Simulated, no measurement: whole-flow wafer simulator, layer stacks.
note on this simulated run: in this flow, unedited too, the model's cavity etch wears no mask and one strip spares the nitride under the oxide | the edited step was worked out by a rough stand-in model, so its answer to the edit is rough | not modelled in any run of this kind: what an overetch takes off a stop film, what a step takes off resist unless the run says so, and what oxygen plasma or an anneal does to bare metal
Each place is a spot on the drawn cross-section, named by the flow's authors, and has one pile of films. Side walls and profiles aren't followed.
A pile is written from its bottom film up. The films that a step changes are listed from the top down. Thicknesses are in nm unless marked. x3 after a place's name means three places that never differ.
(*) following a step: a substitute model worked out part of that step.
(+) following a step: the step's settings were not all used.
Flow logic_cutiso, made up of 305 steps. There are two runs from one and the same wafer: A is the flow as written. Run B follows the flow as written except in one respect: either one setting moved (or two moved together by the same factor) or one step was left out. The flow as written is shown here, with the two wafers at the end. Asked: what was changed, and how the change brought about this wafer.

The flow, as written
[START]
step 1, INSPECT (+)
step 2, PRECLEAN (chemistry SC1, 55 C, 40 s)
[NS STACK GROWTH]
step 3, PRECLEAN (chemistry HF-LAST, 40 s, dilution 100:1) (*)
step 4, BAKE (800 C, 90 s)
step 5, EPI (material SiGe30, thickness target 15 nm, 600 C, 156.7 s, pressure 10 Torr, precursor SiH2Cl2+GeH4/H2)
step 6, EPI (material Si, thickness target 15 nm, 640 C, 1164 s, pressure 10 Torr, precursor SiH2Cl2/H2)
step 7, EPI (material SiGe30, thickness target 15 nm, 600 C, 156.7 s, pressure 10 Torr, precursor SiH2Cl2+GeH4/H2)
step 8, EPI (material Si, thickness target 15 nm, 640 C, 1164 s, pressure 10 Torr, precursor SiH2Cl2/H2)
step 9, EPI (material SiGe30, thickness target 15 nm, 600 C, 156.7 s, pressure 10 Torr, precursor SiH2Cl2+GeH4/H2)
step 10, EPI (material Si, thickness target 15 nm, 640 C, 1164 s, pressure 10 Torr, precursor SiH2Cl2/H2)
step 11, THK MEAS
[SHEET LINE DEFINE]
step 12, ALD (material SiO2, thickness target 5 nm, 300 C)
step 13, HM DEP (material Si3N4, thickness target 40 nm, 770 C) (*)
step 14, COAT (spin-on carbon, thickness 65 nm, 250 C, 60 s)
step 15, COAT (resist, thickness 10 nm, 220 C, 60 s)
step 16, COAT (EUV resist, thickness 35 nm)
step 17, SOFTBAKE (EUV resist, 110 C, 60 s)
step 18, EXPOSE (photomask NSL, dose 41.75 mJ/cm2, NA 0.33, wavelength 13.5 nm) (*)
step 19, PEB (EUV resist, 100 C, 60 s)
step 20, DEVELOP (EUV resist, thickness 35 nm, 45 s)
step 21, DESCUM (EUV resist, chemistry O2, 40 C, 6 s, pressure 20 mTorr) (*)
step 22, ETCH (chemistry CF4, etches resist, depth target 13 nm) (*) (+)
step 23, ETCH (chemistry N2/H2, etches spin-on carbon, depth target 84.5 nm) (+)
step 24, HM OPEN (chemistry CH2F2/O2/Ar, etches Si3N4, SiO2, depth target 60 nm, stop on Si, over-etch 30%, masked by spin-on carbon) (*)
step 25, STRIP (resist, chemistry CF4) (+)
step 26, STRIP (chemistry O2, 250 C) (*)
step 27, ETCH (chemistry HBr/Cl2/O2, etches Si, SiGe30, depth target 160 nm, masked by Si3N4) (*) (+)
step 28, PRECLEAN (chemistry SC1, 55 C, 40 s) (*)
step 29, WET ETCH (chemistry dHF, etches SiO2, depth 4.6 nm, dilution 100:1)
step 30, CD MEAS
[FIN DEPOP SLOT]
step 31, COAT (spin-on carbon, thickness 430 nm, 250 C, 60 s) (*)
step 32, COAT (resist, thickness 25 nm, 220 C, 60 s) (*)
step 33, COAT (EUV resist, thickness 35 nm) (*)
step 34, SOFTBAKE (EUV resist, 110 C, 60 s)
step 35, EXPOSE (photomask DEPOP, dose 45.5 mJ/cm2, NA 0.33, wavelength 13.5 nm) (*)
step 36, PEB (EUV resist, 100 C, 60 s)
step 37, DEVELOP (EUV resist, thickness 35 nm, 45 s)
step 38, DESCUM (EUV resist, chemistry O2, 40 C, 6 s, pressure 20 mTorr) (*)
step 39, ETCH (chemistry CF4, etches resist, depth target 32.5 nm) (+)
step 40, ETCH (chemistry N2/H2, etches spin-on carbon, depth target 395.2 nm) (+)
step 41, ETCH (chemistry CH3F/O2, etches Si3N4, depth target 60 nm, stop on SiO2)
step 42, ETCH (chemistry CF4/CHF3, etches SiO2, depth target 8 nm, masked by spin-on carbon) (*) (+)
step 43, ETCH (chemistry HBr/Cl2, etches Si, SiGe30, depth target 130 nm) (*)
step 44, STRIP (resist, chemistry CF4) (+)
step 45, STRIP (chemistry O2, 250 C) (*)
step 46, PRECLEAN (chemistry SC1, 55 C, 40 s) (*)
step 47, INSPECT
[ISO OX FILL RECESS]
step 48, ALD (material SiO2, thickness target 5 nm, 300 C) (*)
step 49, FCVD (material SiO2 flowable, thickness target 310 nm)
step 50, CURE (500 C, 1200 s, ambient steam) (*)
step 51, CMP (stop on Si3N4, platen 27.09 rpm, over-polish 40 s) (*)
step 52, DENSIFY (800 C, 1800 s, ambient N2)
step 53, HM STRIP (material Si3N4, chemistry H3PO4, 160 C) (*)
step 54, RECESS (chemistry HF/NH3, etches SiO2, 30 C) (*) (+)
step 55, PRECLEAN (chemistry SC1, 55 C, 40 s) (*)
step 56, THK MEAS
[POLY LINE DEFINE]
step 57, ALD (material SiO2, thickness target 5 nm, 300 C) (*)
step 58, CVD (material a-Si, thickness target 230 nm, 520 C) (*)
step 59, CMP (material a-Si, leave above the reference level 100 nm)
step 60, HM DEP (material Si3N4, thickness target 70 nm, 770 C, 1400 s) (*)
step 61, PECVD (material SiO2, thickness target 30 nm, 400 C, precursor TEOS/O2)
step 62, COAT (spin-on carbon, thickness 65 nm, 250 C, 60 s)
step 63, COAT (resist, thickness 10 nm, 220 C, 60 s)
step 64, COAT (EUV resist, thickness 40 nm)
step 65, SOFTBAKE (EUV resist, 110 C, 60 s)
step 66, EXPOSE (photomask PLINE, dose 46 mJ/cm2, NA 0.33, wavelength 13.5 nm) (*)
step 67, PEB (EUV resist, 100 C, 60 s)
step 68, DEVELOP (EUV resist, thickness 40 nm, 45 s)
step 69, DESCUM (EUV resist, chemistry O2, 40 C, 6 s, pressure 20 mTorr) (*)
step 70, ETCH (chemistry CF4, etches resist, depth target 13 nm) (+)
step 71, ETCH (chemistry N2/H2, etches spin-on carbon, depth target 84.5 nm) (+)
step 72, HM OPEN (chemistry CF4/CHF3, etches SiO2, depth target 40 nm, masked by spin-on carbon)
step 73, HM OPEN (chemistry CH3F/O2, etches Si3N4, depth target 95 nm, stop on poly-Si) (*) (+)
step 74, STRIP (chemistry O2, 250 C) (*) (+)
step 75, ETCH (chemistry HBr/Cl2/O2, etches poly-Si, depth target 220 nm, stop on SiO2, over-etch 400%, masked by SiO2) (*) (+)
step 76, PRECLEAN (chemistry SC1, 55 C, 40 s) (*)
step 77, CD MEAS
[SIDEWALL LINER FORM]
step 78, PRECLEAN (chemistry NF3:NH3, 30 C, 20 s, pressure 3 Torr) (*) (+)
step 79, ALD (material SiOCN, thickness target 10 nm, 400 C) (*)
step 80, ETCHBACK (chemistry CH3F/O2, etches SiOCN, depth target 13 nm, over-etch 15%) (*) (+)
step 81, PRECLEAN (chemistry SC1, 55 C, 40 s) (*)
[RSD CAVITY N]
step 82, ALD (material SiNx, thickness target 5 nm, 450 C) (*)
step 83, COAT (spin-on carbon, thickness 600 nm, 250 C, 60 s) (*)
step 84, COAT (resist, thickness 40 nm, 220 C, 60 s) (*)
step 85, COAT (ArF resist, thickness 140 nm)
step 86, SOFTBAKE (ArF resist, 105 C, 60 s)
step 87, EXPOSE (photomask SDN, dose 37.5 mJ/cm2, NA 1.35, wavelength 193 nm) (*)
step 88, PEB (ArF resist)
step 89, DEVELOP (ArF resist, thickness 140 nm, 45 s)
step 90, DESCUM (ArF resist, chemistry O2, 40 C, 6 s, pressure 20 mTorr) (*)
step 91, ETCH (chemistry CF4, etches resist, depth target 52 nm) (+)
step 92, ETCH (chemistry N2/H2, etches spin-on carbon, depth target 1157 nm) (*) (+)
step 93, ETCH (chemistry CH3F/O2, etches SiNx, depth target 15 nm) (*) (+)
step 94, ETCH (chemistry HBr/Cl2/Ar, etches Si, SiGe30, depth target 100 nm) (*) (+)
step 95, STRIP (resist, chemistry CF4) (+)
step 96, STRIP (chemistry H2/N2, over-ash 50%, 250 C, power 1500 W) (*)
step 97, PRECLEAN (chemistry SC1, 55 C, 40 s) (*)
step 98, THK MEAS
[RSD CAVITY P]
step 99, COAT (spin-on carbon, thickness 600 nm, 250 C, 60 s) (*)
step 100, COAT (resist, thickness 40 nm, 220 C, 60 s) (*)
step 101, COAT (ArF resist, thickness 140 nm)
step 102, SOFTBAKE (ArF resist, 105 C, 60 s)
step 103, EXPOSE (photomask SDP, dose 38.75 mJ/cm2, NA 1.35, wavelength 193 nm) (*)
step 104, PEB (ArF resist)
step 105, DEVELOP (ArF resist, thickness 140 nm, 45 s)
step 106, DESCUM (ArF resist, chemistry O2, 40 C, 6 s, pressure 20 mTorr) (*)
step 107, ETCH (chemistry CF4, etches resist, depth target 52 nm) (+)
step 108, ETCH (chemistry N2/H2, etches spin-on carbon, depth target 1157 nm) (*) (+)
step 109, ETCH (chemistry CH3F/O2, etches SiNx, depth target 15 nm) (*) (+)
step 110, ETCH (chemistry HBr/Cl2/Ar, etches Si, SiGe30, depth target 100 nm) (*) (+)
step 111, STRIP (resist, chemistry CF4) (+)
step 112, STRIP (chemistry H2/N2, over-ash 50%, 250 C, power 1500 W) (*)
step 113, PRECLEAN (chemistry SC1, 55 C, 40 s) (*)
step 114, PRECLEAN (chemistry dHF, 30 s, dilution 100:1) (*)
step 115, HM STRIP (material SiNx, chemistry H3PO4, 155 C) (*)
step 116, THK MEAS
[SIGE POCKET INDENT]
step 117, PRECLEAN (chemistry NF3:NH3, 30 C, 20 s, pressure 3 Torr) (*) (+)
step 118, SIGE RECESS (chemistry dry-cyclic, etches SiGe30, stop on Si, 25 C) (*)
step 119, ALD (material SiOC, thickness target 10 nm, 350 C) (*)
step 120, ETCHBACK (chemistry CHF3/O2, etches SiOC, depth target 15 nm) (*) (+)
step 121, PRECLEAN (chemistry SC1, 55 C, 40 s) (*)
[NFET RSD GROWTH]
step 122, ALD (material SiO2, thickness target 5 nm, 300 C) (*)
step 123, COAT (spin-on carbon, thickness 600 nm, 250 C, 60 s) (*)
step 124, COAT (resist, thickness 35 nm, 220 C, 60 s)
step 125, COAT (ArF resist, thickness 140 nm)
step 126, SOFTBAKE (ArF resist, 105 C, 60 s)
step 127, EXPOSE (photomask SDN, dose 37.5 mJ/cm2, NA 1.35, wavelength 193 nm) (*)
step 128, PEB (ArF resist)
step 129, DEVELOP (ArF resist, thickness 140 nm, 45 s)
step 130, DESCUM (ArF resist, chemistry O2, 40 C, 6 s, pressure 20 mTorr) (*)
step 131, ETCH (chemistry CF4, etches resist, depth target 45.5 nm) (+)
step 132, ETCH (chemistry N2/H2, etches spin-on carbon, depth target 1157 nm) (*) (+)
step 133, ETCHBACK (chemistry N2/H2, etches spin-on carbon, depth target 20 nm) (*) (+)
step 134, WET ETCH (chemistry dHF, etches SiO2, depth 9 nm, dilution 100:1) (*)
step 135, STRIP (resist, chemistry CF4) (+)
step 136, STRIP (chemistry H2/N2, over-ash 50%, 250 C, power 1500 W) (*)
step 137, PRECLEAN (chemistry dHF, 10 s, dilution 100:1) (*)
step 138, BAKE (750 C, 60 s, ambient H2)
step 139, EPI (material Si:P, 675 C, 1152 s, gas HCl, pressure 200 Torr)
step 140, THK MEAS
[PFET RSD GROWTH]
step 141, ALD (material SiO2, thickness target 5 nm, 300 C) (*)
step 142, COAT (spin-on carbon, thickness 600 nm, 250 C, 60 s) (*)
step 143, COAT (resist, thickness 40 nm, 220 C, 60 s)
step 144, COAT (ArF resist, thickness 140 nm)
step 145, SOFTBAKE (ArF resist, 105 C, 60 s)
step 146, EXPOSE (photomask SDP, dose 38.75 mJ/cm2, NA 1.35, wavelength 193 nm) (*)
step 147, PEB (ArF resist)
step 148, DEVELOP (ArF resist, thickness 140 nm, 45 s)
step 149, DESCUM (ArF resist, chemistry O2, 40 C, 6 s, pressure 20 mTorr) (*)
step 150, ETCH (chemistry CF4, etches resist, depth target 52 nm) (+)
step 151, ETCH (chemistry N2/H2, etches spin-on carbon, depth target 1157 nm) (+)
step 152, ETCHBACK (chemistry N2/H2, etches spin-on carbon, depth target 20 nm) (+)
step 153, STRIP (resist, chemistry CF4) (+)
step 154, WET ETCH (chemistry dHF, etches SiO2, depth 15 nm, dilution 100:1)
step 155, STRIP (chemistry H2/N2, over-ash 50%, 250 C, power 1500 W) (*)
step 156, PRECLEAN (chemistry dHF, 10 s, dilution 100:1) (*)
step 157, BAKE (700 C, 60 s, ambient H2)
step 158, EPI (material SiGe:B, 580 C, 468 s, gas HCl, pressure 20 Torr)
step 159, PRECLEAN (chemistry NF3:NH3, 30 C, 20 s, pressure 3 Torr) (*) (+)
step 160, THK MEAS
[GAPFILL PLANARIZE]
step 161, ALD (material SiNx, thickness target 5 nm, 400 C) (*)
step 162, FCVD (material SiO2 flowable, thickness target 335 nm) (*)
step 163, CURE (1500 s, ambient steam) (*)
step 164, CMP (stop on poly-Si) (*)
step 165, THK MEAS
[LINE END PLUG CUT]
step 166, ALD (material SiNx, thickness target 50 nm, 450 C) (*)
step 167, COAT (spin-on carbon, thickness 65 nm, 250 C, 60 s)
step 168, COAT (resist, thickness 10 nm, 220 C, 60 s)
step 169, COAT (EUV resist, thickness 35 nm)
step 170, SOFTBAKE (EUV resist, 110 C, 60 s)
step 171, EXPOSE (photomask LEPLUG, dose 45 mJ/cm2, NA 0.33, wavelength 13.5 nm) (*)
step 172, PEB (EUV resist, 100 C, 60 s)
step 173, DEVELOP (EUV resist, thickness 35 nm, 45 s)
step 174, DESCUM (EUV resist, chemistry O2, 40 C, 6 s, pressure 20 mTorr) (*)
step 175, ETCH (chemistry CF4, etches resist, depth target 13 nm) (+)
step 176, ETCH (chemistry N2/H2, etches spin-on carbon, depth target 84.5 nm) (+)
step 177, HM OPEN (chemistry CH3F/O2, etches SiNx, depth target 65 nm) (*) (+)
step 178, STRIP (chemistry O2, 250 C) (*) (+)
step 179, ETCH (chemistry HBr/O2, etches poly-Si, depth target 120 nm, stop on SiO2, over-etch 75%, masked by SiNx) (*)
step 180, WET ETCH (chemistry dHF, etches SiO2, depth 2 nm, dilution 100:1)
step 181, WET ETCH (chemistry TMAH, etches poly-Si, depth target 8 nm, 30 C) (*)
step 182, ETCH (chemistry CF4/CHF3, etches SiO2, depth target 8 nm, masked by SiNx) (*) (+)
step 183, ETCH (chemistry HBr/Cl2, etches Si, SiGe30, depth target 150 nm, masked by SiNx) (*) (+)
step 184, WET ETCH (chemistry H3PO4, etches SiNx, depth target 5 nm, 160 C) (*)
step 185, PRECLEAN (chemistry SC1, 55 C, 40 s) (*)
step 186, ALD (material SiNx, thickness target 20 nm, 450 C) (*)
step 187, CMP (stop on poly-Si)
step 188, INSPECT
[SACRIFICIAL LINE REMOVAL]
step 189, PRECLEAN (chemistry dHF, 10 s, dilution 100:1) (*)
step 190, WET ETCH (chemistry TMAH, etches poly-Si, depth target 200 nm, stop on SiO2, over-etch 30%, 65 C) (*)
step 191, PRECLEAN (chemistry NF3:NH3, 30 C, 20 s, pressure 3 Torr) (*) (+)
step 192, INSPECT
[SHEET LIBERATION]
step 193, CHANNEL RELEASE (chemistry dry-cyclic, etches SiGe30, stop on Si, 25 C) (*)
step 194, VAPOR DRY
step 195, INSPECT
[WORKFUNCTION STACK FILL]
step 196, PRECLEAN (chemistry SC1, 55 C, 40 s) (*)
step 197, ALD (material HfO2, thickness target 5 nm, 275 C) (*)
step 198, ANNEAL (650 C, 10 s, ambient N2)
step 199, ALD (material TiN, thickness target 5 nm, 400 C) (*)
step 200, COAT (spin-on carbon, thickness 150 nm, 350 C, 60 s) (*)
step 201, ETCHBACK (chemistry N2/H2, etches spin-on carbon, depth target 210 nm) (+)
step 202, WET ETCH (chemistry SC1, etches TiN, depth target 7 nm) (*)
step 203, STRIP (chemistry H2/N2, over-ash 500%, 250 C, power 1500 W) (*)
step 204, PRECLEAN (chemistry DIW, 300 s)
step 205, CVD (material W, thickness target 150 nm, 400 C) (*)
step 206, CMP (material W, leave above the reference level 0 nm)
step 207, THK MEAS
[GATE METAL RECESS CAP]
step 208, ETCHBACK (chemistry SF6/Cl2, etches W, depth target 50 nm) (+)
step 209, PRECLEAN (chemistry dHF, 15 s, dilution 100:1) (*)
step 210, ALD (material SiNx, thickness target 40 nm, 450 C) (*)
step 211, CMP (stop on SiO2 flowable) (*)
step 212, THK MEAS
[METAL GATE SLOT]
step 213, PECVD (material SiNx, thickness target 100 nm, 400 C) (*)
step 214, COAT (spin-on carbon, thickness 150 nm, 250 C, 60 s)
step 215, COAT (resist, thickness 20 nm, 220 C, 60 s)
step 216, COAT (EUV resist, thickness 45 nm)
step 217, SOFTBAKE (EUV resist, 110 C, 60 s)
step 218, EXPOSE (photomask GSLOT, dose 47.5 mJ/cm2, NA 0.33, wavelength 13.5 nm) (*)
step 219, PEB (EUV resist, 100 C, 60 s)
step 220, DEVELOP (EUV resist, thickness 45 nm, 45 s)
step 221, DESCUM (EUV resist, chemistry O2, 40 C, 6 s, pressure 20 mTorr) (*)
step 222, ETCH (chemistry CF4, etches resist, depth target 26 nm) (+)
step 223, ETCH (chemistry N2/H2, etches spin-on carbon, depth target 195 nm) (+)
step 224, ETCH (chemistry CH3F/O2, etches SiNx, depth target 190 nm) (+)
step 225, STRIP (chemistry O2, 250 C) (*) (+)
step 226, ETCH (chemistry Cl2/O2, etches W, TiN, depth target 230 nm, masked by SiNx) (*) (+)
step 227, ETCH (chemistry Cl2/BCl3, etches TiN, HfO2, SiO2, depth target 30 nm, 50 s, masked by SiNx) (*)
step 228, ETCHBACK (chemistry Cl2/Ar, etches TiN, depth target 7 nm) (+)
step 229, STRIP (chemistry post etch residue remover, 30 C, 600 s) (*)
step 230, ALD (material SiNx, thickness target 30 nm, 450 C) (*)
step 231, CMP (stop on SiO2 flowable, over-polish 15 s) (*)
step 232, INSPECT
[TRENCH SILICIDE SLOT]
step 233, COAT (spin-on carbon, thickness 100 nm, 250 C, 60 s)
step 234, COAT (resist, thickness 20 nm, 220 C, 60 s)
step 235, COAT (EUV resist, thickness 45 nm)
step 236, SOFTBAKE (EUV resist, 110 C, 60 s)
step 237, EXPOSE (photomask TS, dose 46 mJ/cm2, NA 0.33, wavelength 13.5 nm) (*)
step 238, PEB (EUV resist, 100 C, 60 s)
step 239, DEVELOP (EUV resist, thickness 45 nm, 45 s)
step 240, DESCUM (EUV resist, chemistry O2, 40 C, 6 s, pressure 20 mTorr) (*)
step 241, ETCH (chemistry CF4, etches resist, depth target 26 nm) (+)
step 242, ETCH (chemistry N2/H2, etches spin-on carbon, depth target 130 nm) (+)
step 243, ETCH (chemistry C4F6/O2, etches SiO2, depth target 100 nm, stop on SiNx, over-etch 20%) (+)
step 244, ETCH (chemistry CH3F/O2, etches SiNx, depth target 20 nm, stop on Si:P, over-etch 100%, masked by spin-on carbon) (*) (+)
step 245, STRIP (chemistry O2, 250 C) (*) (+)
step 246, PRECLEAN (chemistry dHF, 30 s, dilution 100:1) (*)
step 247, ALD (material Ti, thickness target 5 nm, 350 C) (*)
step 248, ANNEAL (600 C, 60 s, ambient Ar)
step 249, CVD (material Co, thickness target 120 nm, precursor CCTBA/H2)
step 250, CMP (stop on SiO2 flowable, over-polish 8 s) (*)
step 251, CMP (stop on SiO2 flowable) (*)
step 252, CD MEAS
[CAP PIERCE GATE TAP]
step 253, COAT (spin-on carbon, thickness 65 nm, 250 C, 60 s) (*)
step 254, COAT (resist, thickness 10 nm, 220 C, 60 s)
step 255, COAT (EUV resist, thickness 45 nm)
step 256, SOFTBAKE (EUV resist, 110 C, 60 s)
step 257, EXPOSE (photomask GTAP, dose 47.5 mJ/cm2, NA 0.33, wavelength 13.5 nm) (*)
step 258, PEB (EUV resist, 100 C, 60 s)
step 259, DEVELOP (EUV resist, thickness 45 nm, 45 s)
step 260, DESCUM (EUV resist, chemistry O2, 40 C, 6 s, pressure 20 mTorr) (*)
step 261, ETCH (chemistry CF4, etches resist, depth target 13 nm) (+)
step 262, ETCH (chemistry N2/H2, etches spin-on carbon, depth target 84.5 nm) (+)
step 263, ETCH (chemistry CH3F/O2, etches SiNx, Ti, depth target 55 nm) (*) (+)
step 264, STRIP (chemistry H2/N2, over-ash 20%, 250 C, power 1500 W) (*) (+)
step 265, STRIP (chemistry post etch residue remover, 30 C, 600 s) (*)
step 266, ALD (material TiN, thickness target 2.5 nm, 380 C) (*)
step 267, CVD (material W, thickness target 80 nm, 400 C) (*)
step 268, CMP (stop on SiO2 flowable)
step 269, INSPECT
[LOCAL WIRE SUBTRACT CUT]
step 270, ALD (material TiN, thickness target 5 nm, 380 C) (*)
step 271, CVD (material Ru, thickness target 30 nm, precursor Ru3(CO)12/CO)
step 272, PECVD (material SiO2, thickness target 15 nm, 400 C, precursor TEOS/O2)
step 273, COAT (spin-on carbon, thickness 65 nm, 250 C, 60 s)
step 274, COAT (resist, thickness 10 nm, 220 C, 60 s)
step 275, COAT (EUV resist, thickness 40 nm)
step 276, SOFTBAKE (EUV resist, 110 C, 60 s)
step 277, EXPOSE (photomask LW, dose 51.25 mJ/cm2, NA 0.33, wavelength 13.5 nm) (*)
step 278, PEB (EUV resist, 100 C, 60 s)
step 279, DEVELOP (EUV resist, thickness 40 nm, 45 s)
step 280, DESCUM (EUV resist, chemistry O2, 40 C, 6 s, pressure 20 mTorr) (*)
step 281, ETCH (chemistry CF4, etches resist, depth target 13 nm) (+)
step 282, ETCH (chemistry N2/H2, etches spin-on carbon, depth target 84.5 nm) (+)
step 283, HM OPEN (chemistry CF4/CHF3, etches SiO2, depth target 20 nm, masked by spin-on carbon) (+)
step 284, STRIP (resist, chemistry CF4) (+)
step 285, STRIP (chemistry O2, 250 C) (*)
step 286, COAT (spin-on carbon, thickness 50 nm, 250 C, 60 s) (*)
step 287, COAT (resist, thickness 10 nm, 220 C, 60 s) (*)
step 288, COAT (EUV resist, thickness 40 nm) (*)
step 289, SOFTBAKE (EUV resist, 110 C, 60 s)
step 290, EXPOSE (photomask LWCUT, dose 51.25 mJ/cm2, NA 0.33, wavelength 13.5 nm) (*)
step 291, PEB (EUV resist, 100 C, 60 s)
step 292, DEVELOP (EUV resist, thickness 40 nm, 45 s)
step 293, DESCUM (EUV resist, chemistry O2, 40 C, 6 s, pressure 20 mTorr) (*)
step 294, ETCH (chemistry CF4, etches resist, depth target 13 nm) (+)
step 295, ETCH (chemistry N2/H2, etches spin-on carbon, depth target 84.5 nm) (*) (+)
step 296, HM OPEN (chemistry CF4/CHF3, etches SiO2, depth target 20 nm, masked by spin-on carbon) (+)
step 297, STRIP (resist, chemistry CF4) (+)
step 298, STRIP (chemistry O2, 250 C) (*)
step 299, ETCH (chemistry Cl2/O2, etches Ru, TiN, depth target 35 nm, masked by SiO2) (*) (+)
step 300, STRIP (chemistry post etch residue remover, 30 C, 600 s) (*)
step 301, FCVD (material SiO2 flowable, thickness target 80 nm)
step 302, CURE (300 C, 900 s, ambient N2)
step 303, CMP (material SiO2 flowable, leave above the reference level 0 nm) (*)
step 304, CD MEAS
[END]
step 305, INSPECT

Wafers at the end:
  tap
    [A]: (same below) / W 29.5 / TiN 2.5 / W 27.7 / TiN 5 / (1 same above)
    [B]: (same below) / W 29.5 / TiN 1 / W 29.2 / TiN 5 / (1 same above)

The reason: step 266, ALD: thickness target 1 nm was run, while the flow as written has thickness target 2.5 nm.
One can read it off the wafer: tap has TiN 1, and step 266 as written asks for 2.5 nm.

The path from the change to this, step by step:
  step 266, ALD (material TiN, thickness target 2.5 nm, 380 C) (*)
      depop, dpovl, gfld and 19 more: A +2.5 TiN (new film) | B +1 TiN (new film)
  step 268, CMP (stop on SiO2 flowable)
      depop, dpovl, gfld and 9 more: A -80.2 W (all of it), -2.5 TiN (all of it), -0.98 SiNx | B -80.2 W (all of it), -1 TiN (all of it), -0.98 SiNx
      lnr, lnri, lnrp, lnrt: A -80 W (all of it), -2.5 TiN (all of it), -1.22 SiOCN | B -80 W (all of it), -1 TiN (all of it), -1.22 SiOCN
      (also at 5 further places)
